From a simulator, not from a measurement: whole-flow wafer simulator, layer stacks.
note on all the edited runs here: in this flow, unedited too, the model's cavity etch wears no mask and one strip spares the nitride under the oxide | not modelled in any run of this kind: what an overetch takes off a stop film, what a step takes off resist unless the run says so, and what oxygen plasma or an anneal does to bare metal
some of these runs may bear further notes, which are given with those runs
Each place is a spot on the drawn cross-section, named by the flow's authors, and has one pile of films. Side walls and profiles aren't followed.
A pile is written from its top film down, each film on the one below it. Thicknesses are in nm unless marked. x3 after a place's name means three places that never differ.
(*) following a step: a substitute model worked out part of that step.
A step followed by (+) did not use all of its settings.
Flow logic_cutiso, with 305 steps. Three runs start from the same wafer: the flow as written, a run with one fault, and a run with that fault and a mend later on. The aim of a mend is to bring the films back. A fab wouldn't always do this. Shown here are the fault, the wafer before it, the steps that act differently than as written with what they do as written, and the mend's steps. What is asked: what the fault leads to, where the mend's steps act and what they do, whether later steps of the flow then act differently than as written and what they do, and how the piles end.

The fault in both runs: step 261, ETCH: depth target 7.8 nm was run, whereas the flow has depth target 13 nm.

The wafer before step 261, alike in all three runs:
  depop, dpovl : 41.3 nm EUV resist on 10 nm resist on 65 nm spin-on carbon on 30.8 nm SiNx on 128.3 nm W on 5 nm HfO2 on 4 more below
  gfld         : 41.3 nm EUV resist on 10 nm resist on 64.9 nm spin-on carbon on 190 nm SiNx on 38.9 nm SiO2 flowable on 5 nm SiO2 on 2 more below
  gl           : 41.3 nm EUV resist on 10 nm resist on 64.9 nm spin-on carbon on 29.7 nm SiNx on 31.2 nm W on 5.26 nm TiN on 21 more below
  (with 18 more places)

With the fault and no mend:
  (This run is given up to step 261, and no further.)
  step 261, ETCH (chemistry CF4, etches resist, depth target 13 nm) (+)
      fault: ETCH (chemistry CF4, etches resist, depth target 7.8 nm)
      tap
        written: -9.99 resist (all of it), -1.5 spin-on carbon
        fault: -7.8 resist
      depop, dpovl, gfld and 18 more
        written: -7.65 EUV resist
        fault: -4.59 EUV resist
  Once step 261 is done, the piles at depop, dpovl, gfld and 19 more depart from the flow's by more than 2% or 0.5 nm, whichever is larger.
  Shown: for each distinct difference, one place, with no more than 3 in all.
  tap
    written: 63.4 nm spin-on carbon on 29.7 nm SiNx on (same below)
    fault: 2.19 nm resist on 64.9 nm spin-on carbon on 29.7 nm SiNx on (same below)
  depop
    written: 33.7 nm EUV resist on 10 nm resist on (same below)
    fault: 36.7 nm EUV resist on 10 nm resist on (same below)
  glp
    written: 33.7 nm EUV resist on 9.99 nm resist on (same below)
    fault: 36.7 nm EUV resist on 9.99 nm resist on (same below)

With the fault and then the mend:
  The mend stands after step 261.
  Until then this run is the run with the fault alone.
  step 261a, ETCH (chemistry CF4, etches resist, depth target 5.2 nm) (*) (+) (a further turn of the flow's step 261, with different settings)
      depop, dpovl, gfld and 18 more
        -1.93 EUV resist
      tap
        -2.19 resist (all of it), -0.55 spin-on carbon
  Steps later in the flow that act otherwise than as written (2 other steps are not shown; they differ only slightly, by no more than 2% or 0.5 nm, whichever is larger):
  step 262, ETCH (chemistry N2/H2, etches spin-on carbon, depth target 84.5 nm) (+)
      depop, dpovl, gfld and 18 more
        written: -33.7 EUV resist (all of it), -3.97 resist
        mend: -34.8 EUV resist (all of it), -3.92 resist
  By the end, the piles equal the flow's at every place that both follow.
